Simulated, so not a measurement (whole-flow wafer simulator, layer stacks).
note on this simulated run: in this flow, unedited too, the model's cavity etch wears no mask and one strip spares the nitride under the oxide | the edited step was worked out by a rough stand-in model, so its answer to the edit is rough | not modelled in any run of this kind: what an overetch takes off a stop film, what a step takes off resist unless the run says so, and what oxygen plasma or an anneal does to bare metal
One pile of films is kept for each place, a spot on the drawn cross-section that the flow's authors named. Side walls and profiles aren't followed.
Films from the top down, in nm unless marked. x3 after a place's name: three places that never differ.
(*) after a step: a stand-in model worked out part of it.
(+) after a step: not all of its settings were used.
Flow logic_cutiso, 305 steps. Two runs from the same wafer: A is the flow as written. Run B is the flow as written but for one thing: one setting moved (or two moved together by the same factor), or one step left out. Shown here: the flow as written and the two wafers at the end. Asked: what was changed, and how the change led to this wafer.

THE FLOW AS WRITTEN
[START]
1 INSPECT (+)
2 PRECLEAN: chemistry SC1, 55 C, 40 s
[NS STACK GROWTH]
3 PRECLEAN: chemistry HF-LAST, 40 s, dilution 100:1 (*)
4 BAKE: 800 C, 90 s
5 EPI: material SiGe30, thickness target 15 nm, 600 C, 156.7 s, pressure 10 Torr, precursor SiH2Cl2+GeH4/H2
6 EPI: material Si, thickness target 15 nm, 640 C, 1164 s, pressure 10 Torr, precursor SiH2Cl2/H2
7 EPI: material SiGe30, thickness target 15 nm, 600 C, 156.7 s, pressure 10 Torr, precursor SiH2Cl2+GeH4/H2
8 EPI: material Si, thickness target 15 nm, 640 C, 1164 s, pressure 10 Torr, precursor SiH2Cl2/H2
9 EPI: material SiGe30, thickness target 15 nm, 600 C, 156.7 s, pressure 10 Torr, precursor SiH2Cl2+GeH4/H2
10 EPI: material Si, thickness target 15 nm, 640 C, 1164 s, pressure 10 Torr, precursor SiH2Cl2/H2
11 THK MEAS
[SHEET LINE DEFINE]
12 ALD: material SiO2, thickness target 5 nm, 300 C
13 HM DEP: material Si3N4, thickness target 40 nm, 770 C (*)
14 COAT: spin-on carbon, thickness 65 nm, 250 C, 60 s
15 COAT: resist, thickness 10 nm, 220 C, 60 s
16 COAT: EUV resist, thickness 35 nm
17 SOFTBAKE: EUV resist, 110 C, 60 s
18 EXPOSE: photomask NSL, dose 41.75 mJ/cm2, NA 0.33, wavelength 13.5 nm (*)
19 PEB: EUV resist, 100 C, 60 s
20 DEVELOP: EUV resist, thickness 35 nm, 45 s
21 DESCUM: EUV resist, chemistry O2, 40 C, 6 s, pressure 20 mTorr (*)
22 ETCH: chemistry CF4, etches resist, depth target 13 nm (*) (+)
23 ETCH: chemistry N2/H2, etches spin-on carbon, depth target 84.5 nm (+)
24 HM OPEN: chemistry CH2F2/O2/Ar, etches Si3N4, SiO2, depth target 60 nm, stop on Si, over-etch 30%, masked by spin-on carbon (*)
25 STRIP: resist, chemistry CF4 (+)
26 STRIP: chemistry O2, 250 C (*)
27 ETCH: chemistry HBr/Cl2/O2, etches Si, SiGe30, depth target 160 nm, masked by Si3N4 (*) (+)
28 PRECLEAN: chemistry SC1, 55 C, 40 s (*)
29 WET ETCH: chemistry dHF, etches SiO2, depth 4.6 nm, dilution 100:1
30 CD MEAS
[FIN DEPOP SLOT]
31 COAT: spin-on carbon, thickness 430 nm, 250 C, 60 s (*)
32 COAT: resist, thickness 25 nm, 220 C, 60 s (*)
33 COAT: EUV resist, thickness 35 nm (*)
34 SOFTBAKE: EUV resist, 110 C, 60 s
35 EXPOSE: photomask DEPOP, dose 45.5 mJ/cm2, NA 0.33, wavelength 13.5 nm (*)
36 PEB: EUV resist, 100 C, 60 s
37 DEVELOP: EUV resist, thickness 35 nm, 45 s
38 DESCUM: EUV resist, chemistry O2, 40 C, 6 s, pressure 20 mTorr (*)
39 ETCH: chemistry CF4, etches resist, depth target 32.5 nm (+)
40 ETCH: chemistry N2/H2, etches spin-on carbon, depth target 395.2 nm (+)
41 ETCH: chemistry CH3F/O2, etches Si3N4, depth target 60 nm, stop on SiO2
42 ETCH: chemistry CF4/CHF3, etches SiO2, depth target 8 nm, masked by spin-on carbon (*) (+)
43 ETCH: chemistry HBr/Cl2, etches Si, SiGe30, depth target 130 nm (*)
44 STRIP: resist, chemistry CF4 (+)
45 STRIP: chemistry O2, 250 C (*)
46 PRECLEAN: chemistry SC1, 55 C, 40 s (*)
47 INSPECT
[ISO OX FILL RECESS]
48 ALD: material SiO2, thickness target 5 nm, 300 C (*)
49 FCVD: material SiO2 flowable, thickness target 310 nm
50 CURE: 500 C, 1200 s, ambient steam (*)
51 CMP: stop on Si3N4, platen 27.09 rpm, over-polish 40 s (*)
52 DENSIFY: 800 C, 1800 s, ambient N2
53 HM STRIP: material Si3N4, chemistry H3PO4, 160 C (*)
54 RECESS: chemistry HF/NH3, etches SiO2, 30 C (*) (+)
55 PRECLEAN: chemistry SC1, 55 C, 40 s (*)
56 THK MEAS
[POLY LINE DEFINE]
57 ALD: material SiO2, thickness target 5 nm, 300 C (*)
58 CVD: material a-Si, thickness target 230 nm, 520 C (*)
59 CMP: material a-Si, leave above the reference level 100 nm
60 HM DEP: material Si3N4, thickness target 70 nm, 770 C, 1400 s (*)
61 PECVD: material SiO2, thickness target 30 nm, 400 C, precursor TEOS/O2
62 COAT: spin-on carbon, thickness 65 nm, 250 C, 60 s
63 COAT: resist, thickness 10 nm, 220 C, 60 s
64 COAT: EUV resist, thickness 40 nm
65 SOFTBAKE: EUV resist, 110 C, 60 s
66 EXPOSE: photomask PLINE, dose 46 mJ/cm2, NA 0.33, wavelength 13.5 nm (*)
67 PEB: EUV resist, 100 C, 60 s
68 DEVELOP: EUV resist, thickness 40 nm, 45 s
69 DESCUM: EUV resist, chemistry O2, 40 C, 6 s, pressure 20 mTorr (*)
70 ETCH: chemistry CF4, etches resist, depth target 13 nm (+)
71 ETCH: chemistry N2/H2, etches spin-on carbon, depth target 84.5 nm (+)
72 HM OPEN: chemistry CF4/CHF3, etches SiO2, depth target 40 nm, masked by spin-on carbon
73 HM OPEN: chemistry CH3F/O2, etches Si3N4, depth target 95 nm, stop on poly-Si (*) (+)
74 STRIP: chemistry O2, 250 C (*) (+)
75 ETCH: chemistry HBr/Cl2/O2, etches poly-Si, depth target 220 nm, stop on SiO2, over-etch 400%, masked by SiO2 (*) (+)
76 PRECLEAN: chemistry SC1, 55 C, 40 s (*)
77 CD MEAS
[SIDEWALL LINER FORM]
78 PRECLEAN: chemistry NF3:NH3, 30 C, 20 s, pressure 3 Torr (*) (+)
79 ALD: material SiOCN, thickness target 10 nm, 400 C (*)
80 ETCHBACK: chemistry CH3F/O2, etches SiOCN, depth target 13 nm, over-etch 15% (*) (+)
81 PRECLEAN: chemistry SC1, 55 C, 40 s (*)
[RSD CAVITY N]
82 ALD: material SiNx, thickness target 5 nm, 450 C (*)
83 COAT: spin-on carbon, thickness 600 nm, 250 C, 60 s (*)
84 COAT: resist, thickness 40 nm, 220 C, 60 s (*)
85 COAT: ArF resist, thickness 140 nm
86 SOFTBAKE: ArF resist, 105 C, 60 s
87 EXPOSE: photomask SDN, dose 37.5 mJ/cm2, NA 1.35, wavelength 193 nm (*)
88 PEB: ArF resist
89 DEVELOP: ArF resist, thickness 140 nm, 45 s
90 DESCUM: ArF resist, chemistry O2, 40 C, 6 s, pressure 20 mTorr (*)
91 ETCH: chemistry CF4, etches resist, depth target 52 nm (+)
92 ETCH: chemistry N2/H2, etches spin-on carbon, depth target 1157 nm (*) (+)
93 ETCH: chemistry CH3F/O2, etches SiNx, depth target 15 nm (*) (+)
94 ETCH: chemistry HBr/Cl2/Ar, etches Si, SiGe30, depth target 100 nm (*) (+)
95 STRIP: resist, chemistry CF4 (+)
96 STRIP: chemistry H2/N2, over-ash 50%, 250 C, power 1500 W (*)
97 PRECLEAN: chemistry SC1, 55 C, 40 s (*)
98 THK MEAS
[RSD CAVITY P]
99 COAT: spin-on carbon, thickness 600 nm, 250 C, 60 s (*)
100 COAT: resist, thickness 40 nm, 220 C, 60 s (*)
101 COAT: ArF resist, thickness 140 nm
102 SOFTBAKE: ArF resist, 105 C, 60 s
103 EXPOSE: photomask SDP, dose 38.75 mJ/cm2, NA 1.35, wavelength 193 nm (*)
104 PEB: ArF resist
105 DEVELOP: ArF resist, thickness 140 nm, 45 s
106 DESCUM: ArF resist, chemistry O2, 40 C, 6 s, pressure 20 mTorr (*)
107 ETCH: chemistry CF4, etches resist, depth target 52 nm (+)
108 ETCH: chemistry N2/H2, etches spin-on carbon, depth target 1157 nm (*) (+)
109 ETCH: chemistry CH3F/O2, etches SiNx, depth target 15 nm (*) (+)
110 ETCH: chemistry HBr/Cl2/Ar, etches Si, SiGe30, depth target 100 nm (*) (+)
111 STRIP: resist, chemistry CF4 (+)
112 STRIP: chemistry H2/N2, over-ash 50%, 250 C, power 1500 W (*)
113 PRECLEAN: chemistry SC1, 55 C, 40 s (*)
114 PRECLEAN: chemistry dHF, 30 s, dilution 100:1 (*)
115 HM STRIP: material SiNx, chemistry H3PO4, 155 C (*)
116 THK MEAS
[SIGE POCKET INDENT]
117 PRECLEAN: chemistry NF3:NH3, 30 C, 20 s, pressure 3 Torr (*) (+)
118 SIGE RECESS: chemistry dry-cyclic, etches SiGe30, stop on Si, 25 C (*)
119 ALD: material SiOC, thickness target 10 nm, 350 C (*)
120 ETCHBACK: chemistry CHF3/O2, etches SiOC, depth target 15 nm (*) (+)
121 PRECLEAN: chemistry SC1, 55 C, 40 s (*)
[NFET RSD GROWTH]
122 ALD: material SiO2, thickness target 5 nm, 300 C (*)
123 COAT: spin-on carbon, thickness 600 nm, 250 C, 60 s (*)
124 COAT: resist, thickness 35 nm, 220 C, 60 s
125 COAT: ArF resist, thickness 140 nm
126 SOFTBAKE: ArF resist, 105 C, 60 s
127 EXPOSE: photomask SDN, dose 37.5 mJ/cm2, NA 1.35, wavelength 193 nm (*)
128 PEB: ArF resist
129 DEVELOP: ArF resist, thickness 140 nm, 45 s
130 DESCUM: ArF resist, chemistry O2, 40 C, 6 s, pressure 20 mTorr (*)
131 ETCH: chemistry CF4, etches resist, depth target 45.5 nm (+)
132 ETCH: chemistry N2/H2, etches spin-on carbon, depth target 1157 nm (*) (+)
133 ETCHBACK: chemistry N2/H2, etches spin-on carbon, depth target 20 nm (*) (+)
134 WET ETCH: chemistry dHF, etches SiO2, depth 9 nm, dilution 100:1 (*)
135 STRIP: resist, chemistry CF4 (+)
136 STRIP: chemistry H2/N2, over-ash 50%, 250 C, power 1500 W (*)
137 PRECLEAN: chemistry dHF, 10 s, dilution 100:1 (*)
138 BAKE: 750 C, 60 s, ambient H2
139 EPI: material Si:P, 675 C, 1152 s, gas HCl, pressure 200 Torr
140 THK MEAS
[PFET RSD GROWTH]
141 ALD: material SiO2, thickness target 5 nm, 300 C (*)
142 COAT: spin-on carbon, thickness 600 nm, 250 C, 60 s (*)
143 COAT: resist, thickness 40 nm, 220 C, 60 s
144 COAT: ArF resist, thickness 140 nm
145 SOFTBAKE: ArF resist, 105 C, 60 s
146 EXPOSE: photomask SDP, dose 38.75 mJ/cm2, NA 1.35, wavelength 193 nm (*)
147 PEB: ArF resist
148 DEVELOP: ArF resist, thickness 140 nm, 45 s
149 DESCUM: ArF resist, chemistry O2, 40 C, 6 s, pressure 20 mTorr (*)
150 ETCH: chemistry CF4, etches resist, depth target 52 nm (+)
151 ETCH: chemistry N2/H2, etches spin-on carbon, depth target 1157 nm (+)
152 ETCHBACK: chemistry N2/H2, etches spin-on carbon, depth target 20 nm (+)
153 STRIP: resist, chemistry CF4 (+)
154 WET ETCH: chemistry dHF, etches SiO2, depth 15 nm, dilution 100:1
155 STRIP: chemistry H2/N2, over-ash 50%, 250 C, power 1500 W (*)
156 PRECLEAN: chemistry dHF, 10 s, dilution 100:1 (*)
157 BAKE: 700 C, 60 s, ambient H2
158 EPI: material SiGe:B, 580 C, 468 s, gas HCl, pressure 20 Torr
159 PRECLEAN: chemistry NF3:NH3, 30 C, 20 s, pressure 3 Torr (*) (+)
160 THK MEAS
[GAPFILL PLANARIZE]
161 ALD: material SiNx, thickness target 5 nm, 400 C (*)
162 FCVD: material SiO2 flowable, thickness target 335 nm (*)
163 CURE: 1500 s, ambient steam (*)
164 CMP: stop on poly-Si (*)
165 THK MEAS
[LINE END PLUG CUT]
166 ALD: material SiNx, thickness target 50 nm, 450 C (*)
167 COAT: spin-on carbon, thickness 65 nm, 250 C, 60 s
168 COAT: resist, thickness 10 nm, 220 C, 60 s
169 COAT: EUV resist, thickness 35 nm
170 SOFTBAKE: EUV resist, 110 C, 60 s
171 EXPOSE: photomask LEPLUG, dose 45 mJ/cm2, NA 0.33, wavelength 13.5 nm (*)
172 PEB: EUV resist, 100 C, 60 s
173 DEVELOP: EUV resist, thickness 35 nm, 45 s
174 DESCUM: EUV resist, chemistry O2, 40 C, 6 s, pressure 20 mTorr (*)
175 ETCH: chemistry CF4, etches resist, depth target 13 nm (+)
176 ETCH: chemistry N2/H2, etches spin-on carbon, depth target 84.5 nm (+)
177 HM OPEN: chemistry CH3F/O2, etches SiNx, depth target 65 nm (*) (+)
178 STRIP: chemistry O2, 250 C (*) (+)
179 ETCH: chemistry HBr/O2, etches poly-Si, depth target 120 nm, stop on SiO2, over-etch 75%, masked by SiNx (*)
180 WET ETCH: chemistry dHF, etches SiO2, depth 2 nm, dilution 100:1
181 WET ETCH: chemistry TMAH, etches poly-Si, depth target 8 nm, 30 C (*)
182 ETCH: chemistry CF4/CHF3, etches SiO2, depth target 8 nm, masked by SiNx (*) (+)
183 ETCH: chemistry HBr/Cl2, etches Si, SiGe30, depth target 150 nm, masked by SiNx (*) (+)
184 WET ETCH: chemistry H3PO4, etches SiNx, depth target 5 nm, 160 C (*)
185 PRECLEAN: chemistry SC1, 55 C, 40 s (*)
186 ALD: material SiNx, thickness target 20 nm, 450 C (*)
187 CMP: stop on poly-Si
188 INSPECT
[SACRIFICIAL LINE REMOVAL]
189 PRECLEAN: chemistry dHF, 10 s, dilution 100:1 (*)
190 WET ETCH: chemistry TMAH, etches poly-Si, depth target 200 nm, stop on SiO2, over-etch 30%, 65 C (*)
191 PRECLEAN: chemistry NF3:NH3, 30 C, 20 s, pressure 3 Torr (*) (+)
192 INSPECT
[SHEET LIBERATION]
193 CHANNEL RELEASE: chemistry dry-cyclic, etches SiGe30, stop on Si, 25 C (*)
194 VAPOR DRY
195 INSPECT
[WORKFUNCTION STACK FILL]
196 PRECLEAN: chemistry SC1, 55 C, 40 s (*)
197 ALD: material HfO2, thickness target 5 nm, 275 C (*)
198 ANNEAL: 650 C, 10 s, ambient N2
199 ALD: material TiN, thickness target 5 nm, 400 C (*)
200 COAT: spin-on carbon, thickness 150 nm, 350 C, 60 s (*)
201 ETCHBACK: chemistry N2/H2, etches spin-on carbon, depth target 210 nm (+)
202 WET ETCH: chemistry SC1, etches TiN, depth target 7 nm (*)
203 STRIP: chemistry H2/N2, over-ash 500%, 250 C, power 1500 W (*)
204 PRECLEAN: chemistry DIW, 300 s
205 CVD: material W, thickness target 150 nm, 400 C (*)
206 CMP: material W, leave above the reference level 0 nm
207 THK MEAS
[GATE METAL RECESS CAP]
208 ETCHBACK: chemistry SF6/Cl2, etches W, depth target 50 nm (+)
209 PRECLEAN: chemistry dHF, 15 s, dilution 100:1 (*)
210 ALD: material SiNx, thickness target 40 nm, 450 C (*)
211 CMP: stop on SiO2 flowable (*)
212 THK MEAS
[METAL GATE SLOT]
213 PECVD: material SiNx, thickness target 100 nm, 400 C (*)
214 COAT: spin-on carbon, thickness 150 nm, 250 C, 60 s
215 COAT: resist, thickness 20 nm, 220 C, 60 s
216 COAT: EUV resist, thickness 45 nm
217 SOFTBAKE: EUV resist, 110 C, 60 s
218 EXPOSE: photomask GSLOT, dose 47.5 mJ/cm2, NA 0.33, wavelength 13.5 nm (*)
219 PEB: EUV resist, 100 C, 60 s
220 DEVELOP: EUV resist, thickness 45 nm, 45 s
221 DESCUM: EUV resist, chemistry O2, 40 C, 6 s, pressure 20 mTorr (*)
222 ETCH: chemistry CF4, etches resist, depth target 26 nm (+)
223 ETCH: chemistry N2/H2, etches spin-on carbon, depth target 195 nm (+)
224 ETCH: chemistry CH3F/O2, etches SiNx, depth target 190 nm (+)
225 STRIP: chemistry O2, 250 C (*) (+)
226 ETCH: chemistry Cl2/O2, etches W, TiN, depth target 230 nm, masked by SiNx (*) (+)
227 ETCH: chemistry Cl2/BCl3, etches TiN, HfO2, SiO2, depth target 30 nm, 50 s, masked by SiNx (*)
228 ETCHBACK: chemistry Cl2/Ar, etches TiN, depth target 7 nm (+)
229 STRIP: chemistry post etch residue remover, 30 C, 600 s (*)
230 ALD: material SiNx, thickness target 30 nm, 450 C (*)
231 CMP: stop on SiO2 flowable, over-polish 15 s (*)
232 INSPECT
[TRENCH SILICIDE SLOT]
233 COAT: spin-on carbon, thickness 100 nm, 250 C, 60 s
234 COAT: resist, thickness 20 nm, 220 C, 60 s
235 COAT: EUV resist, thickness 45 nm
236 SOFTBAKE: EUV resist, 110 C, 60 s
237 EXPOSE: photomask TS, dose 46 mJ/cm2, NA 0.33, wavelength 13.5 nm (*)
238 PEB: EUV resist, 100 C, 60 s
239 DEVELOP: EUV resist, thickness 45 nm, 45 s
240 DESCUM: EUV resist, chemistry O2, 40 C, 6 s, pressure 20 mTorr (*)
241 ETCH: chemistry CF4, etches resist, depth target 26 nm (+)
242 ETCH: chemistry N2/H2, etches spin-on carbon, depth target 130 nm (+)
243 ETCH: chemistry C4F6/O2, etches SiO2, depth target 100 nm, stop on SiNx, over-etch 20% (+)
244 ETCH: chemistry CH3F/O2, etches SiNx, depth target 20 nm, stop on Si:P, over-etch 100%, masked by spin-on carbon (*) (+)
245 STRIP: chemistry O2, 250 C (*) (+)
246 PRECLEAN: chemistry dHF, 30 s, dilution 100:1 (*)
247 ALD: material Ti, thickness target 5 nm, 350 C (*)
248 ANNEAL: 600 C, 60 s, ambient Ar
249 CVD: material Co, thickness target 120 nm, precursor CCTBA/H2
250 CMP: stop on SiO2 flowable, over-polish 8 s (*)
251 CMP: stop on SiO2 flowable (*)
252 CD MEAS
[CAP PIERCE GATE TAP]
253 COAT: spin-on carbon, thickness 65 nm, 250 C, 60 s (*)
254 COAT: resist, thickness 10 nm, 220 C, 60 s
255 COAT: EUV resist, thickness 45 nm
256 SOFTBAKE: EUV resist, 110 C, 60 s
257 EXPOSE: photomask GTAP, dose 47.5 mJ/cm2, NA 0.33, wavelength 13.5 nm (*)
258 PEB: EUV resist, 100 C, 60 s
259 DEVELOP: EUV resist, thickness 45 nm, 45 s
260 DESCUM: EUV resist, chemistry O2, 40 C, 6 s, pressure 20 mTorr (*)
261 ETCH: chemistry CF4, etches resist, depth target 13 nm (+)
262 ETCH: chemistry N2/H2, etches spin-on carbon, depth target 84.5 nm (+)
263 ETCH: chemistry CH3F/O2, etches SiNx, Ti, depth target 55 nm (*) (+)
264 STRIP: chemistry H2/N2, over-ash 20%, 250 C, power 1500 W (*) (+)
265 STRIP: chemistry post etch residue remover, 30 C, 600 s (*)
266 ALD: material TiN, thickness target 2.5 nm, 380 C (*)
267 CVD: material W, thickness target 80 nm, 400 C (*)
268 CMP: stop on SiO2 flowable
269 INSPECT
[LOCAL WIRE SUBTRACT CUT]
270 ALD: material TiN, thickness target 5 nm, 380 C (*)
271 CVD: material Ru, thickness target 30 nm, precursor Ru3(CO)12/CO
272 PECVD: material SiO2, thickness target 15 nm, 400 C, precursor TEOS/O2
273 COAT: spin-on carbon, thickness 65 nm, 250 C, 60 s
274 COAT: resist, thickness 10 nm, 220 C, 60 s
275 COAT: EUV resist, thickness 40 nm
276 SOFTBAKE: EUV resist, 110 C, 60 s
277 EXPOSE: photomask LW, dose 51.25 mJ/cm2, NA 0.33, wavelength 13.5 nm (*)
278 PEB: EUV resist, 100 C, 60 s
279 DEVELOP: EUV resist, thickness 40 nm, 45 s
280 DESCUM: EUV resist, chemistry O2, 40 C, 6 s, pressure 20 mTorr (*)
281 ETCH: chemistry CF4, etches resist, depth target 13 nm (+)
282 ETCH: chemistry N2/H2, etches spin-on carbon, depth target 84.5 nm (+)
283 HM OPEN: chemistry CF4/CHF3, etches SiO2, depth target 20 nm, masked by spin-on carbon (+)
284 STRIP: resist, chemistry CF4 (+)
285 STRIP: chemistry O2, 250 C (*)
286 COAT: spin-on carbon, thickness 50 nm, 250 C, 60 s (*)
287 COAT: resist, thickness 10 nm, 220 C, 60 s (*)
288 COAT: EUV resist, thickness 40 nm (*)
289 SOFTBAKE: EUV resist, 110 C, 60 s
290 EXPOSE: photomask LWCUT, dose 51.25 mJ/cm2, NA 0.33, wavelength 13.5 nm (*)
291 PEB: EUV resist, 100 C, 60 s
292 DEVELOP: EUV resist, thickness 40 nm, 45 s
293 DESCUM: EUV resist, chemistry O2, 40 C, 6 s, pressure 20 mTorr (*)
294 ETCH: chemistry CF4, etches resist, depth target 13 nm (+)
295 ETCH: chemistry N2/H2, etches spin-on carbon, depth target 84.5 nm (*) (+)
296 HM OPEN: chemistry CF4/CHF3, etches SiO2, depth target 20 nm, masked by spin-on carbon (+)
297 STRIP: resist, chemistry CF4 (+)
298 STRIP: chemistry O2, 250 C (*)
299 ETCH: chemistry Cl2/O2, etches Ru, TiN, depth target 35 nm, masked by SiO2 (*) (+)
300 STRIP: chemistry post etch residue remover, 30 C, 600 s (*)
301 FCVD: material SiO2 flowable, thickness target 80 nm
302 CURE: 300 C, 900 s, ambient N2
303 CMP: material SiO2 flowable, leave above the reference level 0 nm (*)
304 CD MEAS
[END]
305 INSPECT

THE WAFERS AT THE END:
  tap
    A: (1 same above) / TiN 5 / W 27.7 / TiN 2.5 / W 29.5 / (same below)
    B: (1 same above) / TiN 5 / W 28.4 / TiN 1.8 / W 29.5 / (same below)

The cause: step 266, ALD: thickness target 1.8 nm was run, where the flow has thickness target 2.5 nm.
It can be read off the wafer: tap has TiN 1.8, and step 266 as written asks for 2.5 nm.

How the change led to this, step by step:
  266 ALD: material TiN, thickness target 2.5 nm, 380 C (*)
      depop, dpovl, gfld and 19 more: A TiN +2.5 (new film) | B TiN +1.8 (new film)
  268 CMP: stop on SiO2 flowable
      depop, dpovl, gfld and 9 more: A W -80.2 (all of it), TiN -2.5 (all of it), SiNx -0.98 | B W -80.2 (all of it), TiN -1.8 (all of it), SiNx -0.98
      lnr, lnri, lnrp, lnrt: A W -80 (all of it), TiN -2.5 (all of it), SiOCN -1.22 | B W -80 (all of it), TiN -1.8 (all of it), SiOCN -1.22
      (and at 5 more places)
